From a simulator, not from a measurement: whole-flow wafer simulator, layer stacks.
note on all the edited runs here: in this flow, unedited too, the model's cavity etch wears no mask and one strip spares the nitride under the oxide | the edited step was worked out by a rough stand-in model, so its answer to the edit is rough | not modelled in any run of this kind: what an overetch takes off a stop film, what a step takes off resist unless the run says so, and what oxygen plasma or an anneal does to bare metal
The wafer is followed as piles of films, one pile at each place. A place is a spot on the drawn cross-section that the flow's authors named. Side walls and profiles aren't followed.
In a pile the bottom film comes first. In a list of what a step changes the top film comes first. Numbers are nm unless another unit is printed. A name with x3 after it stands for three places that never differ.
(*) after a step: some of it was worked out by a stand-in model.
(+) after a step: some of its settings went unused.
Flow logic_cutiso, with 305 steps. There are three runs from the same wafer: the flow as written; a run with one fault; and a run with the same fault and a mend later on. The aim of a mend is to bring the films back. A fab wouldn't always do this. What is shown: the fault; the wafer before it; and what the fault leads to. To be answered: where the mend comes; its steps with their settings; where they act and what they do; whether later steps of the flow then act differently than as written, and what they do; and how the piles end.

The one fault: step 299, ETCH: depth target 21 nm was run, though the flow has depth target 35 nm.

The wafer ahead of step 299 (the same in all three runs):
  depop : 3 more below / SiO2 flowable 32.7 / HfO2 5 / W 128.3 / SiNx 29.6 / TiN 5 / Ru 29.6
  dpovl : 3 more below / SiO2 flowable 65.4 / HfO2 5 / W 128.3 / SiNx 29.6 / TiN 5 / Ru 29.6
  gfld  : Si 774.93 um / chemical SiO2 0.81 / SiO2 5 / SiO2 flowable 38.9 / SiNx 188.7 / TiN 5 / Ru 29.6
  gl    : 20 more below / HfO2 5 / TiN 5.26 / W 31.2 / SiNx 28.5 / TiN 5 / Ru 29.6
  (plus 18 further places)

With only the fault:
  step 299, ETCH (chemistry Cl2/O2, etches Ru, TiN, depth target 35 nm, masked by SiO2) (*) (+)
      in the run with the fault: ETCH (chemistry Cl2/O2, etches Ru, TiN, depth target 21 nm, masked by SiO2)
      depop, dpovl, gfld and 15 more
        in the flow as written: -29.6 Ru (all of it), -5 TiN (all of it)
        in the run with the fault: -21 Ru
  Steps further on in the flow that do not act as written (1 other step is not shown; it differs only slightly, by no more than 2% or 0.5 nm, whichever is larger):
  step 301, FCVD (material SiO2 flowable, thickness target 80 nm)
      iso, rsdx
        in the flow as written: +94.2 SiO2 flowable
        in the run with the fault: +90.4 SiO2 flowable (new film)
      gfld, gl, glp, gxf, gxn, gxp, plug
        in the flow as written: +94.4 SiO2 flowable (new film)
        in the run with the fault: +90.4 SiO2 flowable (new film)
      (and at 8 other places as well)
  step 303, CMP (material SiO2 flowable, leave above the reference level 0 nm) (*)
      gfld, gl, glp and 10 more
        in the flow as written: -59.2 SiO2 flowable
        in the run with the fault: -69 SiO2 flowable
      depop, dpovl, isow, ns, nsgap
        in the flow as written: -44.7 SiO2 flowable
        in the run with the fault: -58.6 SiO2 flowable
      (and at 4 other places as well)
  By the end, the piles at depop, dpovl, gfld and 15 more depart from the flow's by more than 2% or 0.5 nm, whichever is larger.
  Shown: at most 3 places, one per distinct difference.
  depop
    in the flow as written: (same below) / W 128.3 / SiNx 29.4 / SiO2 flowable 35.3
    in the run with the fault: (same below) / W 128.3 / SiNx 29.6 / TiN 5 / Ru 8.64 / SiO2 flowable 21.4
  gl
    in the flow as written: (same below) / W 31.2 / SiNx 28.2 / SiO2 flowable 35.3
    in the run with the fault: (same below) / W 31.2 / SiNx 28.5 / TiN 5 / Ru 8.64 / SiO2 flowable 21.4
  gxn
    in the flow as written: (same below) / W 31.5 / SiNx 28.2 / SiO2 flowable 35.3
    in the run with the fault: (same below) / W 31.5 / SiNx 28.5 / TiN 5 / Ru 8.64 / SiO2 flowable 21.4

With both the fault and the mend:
  After step 299 comes the mend.
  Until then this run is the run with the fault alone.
  step 299a, ETCH (chemistry Cl2/O2, etches Ru, TiN, depth target 14 nm, masked by SiO2) (*) (+) (the flow's step 299, run once more with other settings)
      depop, dpovl, gfld and 14 more
        -8.64 Ru (all of it), -5 TiN (all of it)
      lnrt, rsdn, rsdp, tap
        -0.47 SiO2
      rsdw
        -8.65 Ru (all of it), -5 TiN (all of it)
  Later steps of the flow that are run all act as written at every place that is followed.
  By the end, the piles equal the flow's at every place that both follow.
